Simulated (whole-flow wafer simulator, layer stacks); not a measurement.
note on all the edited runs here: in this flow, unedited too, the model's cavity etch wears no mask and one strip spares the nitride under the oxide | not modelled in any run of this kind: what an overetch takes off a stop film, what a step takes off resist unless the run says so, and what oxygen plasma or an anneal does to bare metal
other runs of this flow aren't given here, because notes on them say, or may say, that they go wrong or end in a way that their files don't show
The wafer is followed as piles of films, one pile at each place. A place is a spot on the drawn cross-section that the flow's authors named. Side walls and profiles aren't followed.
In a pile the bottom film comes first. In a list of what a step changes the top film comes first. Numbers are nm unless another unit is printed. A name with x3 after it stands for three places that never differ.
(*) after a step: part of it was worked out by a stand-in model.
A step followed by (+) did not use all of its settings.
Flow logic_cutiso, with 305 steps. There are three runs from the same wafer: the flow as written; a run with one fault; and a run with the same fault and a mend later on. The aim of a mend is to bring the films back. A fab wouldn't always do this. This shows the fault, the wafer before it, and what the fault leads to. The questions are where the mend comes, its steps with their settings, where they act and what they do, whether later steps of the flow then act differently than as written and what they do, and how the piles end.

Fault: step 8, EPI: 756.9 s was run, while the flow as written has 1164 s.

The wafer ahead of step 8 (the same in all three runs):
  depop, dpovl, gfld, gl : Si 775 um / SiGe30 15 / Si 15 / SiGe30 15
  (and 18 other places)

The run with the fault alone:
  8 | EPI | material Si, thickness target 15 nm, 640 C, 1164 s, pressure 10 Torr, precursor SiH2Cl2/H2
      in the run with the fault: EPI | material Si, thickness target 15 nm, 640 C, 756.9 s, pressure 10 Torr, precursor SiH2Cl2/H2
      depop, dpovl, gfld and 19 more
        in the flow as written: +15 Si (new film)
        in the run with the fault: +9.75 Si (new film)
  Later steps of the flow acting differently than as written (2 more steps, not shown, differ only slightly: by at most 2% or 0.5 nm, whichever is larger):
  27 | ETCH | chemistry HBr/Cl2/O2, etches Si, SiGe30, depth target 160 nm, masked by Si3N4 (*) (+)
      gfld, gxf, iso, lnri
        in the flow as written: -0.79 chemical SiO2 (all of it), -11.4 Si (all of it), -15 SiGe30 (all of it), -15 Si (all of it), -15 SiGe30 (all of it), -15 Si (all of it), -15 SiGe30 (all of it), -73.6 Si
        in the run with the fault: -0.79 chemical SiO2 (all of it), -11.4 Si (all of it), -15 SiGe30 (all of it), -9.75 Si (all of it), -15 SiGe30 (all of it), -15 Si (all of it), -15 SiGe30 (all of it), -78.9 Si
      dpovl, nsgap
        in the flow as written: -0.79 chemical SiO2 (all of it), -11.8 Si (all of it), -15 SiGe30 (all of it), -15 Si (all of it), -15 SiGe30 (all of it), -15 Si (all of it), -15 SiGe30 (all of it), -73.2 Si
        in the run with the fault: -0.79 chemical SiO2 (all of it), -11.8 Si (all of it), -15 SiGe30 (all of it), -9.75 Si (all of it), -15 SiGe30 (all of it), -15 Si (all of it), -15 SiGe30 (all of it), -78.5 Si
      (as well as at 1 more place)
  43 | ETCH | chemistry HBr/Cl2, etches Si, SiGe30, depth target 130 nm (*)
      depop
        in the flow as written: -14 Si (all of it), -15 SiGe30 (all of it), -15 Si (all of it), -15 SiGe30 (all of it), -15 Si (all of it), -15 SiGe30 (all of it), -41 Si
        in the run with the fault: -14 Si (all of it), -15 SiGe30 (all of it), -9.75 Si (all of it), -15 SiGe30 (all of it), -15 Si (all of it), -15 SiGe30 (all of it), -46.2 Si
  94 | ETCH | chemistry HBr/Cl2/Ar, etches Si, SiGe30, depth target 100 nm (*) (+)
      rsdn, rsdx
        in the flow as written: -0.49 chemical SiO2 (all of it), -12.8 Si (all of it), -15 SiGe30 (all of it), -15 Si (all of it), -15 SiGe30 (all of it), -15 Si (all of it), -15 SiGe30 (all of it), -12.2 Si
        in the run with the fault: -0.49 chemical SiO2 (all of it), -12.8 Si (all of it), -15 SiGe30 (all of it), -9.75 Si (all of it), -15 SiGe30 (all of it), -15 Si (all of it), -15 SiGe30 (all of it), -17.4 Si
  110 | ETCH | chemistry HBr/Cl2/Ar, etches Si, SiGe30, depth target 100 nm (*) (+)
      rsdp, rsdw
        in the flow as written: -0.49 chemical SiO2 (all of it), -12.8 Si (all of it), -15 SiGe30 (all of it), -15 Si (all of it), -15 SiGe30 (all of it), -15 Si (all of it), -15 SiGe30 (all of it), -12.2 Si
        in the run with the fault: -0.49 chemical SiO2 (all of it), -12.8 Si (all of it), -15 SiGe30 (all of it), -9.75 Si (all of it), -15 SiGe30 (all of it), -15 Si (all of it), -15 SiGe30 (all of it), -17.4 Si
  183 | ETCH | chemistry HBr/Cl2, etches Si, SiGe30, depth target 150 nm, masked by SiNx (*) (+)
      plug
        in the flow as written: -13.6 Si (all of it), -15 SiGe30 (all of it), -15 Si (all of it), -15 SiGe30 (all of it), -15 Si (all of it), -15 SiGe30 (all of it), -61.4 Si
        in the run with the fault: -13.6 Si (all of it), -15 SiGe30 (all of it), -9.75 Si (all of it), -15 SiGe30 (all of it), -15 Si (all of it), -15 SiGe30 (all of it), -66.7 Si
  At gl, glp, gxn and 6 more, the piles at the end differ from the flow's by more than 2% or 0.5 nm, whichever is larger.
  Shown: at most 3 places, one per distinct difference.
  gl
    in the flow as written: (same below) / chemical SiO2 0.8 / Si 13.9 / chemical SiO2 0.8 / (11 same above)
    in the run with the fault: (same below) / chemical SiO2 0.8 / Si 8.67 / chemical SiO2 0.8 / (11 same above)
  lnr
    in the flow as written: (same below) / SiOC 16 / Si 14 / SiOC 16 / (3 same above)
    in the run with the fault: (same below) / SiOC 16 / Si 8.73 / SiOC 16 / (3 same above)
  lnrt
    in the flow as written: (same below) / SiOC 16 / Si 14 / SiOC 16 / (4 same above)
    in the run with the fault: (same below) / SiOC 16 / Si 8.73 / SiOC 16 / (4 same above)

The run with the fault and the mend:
  After step 8 comes the mend.
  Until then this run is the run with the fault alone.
  8a | EPI | material Si, thickness target 15 nm, 640 C, 407.5 s, pressure 10 Torr, precursor SiH2Cl2/H2 (a further turn of the flow's step 8, with different settings)
      depop, dpovl, gfld and 19 more
        +5.25 Si
  Every later step of the flow that is run acts as written at every place that is followed.
  At every place that both follow, the piles at the end match the flow's.
